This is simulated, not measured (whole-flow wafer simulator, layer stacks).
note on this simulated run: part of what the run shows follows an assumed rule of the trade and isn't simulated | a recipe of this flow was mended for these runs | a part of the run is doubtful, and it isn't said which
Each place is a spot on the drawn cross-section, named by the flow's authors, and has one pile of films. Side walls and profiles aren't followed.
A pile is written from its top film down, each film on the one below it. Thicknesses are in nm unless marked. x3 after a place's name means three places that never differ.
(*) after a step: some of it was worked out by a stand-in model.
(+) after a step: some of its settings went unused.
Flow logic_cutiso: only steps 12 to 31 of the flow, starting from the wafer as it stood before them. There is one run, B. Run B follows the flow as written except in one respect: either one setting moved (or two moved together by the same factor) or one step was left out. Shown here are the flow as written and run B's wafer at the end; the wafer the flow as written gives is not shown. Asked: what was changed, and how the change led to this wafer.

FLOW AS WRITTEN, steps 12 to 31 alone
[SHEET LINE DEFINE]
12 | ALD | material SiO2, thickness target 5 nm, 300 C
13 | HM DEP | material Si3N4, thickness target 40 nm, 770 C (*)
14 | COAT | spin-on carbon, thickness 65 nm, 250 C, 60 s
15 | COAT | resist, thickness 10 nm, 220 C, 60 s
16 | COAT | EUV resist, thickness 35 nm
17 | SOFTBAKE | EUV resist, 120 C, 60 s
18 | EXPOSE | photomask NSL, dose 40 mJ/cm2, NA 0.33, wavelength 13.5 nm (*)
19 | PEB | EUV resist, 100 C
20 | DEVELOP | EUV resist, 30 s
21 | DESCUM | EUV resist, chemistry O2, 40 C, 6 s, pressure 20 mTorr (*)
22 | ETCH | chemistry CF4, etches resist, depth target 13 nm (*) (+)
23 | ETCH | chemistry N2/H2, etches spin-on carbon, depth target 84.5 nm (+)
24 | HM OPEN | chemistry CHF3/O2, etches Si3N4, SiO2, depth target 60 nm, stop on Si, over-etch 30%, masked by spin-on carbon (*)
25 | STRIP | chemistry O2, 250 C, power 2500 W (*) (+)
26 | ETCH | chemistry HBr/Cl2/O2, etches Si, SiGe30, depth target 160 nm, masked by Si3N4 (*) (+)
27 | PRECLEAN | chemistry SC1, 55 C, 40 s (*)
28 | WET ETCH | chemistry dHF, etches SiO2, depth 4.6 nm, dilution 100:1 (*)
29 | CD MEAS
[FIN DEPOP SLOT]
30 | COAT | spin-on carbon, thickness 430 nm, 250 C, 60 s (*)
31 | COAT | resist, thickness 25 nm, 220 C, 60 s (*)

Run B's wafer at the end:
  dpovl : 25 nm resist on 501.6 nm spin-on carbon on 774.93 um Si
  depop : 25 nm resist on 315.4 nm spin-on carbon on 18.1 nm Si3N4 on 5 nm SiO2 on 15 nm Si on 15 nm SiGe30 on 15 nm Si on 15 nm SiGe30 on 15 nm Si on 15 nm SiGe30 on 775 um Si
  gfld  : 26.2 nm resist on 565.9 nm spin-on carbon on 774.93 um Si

Cause: step 13, HM DEP: thickness target 35.2 nm was run, while the flow as written has thickness target 40 nm; step 23, ETCH: depth target 74.4 nm was run, where the flow has depth target 84.5 nm.

The path from the change to this, step by step:
  13 | HM DEP | material Si3N4, thickness target 40 nm, 770 C (*)
      depop, dpovl, gfld and 19 more: Si3N4 gains 35.2 (new film) (it would be, as written: Si3N4 gains 40 (new film))
  23 | ETCH | chemistry N2/H2, etches spin-on carbon, depth target 84.5 nm (+)
      depop, gl, glp and 12 more: EUV resist loses 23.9 (all of it), resist loses 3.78 (it would be, as written: EUV resist loses 23.9 (all of it), resist loses 4.45)
  24 | HM OPEN | chemistry CHF3/O2, etches Si3N4, SiO2, depth target 60 nm, stop on Si, over-etch 30%, masked by spin-on carbon (*)
      depop, gl, glp and 12 more: resist loses 6.22 (all of it), spin-on carbon loses 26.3 (it would be, as written: resist loses 5.55 (all of it), spin-on carbon loses 31.1)
      dpovl, gfld, gxf, iso, isow, lnri, nsgap: Si3N4 loses 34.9 (all of it), SiO2 loses 5 (all of it), Si loses 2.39 (it would be, as written: Si3N4 loses 39.4 (all of it), SiO2 loses 5 (all of it), Si loses 2.67)
  25 | STRIP | chemistry O2, 250 C, power 2500 W (*) (+)
      depop, gl, glp and 12 more: spin-on carbon loses 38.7 (all of it) (it would be, as written: spin-on carbon loses 33.9 (all of it))
